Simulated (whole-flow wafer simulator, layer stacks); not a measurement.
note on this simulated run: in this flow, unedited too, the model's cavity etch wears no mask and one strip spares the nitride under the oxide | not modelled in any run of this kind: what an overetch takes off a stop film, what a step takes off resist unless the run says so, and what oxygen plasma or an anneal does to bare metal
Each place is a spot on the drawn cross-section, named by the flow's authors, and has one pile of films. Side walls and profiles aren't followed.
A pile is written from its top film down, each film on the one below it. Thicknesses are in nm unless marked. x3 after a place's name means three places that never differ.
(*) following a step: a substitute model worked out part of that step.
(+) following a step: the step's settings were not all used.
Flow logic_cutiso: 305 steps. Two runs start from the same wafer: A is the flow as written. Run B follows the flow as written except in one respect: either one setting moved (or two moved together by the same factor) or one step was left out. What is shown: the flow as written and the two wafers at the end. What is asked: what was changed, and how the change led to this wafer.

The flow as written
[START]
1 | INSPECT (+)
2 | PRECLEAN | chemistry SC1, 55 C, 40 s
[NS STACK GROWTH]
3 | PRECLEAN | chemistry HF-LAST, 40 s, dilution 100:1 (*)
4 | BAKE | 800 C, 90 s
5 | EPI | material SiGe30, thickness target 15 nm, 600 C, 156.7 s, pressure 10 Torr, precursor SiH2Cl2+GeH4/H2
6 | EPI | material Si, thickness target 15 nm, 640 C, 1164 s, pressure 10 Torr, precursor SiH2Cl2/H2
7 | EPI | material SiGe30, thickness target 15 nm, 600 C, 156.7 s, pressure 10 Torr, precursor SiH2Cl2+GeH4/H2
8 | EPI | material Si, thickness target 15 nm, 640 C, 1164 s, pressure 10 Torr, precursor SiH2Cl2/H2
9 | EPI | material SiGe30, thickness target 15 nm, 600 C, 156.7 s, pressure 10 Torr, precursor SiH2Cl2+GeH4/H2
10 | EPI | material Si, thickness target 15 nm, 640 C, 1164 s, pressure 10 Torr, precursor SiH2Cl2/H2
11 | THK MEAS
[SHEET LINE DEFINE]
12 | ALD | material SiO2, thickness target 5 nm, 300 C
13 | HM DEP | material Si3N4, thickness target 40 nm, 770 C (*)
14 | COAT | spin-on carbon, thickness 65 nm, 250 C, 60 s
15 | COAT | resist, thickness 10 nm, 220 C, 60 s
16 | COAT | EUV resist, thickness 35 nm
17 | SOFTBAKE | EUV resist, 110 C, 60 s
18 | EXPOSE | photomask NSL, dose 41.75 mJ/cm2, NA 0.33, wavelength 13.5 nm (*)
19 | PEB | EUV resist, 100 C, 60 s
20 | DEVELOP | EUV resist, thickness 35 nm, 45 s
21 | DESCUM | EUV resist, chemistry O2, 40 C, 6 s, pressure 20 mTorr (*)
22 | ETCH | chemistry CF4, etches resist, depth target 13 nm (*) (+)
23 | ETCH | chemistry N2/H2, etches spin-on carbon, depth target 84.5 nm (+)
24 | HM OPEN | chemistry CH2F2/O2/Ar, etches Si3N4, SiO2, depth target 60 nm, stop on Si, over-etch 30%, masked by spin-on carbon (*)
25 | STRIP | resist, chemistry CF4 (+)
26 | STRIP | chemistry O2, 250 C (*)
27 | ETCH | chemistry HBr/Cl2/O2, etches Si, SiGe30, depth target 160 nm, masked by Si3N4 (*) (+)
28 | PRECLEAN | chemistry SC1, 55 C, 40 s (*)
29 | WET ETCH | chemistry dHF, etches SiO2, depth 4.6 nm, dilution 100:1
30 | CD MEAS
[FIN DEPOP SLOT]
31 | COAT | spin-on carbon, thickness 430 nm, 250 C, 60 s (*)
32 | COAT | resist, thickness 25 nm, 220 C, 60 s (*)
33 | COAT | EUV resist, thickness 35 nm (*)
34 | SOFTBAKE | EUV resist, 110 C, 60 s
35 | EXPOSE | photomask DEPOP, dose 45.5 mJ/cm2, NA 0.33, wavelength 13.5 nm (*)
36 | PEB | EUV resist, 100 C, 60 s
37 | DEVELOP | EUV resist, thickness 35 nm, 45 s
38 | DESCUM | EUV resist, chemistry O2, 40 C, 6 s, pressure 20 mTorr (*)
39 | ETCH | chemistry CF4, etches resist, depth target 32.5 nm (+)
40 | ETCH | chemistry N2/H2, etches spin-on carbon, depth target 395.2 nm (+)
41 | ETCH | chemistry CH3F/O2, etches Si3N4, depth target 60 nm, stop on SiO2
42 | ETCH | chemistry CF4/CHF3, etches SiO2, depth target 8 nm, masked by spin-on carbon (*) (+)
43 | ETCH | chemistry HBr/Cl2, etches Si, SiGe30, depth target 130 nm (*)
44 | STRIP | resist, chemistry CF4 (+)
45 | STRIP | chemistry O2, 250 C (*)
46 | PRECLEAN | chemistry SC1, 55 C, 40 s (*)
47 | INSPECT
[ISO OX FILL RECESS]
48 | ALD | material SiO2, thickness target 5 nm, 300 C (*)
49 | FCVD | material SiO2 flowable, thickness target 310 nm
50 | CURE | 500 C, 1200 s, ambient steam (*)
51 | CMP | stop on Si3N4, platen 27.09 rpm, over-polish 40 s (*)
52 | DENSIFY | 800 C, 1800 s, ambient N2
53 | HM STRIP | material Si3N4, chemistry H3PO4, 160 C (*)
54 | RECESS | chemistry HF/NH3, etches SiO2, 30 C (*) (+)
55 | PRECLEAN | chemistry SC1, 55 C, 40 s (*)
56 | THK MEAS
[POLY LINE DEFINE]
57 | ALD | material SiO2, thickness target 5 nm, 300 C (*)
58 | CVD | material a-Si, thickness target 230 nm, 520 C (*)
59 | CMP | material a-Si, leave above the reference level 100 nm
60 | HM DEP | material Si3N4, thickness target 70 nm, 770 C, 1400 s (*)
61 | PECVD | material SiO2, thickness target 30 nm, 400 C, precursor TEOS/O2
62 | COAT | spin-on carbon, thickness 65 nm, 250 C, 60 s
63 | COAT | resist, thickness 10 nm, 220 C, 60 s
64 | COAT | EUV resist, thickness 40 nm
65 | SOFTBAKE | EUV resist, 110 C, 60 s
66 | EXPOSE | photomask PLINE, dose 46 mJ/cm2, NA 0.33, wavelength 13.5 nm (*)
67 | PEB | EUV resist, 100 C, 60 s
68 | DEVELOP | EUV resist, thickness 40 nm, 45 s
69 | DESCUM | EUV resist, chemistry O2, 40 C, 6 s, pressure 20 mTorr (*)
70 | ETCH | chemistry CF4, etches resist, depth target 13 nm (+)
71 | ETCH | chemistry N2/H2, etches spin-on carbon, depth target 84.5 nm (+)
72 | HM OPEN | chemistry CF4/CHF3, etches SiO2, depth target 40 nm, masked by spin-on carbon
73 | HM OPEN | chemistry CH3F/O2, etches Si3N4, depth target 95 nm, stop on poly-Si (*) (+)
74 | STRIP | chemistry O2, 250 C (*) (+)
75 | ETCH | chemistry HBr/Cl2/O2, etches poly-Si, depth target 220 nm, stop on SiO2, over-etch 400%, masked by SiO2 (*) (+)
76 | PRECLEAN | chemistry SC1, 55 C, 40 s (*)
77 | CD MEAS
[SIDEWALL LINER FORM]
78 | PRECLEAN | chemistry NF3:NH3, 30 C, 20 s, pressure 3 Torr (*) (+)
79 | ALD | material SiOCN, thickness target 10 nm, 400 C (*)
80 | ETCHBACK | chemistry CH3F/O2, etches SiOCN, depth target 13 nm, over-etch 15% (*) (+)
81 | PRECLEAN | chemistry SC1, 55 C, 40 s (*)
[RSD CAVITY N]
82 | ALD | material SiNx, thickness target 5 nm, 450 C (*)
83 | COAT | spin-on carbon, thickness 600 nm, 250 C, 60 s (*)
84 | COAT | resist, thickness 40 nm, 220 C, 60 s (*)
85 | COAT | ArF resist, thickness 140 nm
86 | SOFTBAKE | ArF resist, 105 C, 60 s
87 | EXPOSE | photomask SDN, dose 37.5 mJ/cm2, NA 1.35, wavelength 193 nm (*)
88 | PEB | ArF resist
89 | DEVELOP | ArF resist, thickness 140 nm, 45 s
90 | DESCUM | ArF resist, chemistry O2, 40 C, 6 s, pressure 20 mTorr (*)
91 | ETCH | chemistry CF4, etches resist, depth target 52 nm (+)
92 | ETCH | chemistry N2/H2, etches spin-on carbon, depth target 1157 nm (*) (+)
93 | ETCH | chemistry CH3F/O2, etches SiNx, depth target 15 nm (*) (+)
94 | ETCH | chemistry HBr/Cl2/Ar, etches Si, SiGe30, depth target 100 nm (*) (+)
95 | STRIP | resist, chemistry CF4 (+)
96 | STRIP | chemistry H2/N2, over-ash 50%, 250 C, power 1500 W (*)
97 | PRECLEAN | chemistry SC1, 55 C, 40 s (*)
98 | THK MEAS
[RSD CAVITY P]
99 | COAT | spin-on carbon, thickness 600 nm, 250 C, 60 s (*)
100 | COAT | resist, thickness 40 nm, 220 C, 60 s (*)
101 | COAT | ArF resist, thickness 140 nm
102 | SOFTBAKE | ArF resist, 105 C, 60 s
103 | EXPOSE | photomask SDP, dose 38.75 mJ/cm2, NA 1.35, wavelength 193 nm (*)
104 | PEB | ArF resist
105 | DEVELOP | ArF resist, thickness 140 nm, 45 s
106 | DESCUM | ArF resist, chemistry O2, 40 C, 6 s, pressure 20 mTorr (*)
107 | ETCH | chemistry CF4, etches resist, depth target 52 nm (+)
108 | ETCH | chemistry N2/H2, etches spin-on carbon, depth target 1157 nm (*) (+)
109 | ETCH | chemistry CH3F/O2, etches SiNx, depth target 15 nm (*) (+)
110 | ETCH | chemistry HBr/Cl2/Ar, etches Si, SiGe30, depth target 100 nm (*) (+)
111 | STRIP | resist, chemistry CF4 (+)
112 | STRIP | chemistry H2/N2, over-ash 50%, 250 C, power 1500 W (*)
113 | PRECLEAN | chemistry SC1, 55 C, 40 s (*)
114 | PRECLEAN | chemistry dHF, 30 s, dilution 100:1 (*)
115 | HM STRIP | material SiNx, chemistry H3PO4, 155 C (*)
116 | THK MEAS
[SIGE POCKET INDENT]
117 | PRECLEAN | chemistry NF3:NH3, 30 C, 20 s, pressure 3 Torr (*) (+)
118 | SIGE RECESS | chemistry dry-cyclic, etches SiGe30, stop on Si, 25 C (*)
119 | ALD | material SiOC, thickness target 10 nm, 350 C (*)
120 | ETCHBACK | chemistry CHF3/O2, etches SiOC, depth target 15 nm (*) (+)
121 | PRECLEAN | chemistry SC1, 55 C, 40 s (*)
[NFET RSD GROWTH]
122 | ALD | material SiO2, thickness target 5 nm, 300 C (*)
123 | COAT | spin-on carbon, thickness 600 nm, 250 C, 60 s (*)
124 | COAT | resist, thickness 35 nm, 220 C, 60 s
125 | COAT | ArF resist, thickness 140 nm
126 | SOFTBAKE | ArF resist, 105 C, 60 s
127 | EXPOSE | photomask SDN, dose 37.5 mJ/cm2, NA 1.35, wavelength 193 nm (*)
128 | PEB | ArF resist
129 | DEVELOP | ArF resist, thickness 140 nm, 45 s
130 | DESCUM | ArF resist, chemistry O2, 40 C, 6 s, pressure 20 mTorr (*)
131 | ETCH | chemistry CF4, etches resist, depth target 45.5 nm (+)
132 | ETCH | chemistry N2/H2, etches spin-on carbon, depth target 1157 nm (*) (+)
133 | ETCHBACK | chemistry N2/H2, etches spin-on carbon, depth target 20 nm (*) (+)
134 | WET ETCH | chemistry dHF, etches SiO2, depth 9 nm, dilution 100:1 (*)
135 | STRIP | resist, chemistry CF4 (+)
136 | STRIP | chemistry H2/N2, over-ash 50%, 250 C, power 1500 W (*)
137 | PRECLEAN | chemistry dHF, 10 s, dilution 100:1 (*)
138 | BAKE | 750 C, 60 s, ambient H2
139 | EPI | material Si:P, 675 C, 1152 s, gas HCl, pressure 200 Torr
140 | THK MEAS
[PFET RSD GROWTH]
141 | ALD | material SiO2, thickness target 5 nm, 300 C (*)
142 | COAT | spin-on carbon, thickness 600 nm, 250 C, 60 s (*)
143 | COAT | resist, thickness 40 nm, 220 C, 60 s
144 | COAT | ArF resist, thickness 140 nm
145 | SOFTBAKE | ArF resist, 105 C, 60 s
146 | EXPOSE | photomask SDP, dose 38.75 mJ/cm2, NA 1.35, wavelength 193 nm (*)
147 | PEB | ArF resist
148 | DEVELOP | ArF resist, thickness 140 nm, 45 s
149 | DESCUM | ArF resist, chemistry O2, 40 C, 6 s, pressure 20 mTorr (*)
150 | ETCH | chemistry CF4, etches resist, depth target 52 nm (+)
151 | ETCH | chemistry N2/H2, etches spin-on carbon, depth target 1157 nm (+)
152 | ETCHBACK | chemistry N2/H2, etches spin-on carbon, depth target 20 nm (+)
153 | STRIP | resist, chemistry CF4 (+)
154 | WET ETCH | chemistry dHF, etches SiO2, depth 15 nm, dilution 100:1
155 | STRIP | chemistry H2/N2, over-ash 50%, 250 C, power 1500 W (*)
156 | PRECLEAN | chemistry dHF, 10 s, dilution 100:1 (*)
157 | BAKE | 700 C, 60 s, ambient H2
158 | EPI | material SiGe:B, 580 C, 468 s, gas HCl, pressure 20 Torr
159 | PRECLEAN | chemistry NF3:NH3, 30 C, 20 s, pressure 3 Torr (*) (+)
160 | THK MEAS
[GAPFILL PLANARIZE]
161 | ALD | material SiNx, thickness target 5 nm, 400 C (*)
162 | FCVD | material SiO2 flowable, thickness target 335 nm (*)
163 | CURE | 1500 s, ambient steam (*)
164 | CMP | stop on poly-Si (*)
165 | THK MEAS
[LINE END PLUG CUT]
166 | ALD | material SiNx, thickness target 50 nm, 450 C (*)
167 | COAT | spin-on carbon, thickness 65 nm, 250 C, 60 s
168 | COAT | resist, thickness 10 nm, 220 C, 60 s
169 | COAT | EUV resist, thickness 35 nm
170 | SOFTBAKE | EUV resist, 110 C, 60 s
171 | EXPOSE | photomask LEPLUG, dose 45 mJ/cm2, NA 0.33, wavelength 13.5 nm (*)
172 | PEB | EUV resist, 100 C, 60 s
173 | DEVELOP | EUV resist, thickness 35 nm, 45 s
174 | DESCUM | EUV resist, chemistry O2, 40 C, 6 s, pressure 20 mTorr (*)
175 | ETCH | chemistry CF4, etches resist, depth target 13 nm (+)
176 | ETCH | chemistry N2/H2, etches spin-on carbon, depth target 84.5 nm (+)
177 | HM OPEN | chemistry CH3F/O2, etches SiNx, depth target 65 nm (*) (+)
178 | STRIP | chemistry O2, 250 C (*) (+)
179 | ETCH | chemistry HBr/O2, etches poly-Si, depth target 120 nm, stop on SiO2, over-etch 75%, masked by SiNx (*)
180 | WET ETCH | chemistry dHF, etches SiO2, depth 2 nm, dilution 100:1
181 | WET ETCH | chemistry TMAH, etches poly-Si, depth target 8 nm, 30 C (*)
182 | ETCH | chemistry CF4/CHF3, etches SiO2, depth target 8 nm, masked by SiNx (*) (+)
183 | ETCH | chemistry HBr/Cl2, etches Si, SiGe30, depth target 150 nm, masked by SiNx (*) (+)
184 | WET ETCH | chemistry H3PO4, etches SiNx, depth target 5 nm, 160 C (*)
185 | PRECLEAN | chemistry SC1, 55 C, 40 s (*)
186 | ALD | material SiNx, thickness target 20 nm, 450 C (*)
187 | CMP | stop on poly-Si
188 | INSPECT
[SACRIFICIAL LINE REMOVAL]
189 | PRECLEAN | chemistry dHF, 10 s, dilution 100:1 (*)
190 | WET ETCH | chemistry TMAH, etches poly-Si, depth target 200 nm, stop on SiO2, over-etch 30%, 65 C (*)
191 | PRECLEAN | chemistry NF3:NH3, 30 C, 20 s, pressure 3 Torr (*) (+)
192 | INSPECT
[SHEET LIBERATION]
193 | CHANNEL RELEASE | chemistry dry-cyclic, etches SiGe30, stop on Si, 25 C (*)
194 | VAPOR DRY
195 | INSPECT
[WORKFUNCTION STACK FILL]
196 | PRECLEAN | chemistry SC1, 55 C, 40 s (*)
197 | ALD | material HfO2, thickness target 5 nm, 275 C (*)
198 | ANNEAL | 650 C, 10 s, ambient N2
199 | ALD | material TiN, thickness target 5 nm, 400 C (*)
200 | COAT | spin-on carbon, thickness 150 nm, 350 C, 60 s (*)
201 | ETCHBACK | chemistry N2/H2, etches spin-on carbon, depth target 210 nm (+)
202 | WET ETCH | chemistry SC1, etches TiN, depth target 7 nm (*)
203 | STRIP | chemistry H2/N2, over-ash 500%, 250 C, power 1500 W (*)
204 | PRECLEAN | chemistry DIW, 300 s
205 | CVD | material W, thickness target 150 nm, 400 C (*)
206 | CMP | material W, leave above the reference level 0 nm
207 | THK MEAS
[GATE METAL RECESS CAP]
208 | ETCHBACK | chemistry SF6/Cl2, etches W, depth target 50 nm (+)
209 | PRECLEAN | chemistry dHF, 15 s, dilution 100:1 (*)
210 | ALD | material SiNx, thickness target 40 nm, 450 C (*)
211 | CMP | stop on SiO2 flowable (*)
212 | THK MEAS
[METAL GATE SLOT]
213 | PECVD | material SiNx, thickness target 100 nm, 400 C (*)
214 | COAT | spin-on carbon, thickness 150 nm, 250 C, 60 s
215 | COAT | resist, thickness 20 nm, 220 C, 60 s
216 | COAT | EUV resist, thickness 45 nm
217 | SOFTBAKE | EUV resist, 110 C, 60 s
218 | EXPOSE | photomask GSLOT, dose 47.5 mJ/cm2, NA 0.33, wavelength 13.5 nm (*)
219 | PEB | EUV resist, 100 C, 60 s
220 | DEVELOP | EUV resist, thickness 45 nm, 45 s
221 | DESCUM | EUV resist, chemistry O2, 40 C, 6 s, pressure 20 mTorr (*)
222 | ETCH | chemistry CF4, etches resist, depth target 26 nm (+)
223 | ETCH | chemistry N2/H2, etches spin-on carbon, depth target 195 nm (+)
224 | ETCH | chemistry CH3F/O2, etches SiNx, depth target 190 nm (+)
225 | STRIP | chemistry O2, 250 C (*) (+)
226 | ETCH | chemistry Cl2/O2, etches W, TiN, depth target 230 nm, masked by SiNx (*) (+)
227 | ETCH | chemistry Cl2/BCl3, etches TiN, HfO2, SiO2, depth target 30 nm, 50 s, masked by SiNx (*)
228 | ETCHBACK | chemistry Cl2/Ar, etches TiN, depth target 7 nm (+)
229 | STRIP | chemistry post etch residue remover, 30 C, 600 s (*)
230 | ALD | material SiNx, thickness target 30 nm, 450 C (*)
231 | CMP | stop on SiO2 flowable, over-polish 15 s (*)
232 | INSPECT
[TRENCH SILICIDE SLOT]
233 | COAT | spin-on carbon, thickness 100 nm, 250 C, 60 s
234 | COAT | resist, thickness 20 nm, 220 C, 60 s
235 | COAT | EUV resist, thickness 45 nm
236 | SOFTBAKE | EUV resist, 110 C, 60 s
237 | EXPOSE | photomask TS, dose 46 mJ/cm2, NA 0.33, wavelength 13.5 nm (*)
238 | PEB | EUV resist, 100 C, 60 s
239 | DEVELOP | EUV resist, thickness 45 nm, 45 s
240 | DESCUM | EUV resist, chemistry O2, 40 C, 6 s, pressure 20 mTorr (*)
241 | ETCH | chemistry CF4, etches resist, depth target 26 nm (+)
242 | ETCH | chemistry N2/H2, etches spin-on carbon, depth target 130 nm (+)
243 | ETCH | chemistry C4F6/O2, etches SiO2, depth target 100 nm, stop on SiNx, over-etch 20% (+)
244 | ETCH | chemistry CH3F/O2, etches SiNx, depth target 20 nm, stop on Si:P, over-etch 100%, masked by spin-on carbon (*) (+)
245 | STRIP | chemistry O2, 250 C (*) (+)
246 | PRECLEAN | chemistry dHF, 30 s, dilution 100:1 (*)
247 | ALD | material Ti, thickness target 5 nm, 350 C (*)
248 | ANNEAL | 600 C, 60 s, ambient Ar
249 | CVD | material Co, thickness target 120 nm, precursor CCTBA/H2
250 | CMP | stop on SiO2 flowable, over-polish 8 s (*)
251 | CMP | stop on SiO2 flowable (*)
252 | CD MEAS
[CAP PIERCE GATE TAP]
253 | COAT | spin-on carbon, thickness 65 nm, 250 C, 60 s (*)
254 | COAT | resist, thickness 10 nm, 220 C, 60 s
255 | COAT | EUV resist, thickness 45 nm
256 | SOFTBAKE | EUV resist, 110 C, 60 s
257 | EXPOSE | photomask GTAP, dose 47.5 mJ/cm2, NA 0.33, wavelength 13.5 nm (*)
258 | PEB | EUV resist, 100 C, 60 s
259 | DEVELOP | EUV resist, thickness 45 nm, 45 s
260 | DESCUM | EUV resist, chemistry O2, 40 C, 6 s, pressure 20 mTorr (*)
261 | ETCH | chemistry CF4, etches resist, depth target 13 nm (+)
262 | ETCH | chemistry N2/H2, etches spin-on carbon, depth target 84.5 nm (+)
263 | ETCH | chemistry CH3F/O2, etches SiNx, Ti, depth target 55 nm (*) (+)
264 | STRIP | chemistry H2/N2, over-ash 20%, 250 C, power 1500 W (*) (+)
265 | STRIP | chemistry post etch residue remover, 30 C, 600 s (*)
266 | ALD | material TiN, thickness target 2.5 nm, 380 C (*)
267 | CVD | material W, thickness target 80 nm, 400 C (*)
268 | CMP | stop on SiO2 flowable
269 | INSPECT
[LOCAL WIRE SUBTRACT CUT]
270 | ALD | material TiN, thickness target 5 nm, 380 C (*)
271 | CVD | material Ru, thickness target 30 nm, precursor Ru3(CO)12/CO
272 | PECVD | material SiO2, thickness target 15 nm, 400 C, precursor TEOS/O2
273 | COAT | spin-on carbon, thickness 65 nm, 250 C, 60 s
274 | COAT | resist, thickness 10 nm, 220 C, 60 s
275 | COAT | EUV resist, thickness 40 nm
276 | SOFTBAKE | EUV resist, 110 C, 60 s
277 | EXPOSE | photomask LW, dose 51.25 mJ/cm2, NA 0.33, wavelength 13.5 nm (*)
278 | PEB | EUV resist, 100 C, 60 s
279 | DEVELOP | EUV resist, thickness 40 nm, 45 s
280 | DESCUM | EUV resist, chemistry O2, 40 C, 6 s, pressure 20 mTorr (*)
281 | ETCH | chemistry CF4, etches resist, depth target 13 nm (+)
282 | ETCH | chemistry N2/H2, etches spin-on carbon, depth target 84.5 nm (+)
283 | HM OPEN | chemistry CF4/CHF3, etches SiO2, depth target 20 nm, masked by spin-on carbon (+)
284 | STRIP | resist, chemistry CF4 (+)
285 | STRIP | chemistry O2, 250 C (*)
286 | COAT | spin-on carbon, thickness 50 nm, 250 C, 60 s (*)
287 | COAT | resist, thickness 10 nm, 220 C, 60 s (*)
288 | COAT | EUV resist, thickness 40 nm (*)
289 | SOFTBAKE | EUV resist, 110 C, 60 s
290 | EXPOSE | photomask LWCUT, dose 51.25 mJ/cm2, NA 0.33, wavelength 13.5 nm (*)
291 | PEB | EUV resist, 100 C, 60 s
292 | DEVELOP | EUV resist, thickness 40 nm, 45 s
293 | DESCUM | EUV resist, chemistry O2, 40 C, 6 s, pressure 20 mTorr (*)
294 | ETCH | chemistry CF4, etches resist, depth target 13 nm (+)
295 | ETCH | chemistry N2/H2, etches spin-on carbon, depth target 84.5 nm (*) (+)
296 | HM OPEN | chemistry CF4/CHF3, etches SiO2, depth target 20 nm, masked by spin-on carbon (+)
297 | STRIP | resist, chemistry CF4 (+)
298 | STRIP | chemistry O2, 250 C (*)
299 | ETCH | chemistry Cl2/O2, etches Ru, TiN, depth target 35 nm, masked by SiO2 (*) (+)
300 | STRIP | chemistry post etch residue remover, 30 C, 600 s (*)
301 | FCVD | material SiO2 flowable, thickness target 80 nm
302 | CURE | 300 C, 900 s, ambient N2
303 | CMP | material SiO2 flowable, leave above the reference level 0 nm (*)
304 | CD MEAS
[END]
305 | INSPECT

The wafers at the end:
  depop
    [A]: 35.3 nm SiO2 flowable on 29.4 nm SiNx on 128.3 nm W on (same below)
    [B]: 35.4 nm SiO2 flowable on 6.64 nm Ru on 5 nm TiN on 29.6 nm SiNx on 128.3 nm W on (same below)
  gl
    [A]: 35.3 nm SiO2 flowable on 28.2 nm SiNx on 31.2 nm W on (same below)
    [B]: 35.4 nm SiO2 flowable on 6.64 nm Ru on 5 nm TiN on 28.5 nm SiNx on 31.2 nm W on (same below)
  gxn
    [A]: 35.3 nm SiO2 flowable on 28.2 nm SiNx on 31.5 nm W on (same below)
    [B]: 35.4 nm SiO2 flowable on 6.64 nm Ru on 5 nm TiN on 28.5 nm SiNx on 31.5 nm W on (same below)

What caused this: step 271, CVD: thickness target 42 nm was run, while the flow as written has thickness target 30 nm.

Step by step, how the change led to this:
  271 | CVD | material Ru, thickness target 30 nm, precursor Ru3(CO)12/CO
      depop, dpovl, gfld and 19 more: A Ru gains 30 (new film) | B Ru gains 42 (new film)
  299 | ETCH | chemistry Cl2/O2, etches Ru, TiN, depth target 35 nm, masked by SiO2 (*) (+)
      depop, dpovl, gfld and 15 more: A Ru loses 29.6 (all of it), TiN loses 5 (all of it) | B Ru loses 35
  301 | FCVD | material SiO2 flowable, thickness target 80 nm
      iso, rsdx: A SiO2 flowable gains 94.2 | B SiO2 flowable gains 94.3 (new film)
Taking metal films that touch as one body, depop has 2 bodies (between them, from the top down: SiNx 29.6); the flow as written gives 1 body.
Taking metal films that touch as one body, gl has 5 bodies (between them, from the top down: SiNx 28.5; HfO2 5 / chemical SiO2 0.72 / Si 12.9 / chemical SiO2 0.8 / HfO2 5; HfO2 5 / chemical SiO2 0.8 / Si 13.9 / chemical SiO2 0.8 / HfO2 5; HfO2 5 / chemical SiO2 0.8 / Si 13.9 / chemical SiO2 0.8 / HfO2 5); the flow as written gives 4 bodies (between them, from the top down: HfO2 5 / chemical SiO2 0.72 / Si 12.9 / chemical SiO2 0.8 / HfO2 5; HfO2 5 / chemical SiO2 0.8 / Si 13.9 / chemical SiO2 0.8 / HfO2 5; HfO2 5 / chemical SiO2 0.8 / Si 13.9 / chemical SiO2 0.8 / HfO2 5).
Taking metal films that touch as one body, gxn has 5 bodies (between them, from the top down: SiNx 28.5; HfO2 5 / chemical SiO2 0.72 / Si 12.9 / chemical SiO2 0.8 / HfO2 5; HfO2 5 / chemical SiO2 0.8 / Si 13.9 / chemical SiO2 0.8 / HfO2 5; HfO2 5 / chemical SiO2 0.8 / Si 13.9 / chemical SiO2 0.8 / HfO2 5); the flow as written gives 4 bodies (between them, from the top down: HfO2 5 / chemical SiO2 0.72 / Si 12.9 / chemical SiO2 0.8 / HfO2 5; HfO2 5 / chemical SiO2 0.8 / Si 13.9 / chemical SiO2 0.8 / HfO2 5; HfO2 5 / chemical SiO2 0.8 / Si 13.9 / chemical SiO2 0.8 / HfO2 5).
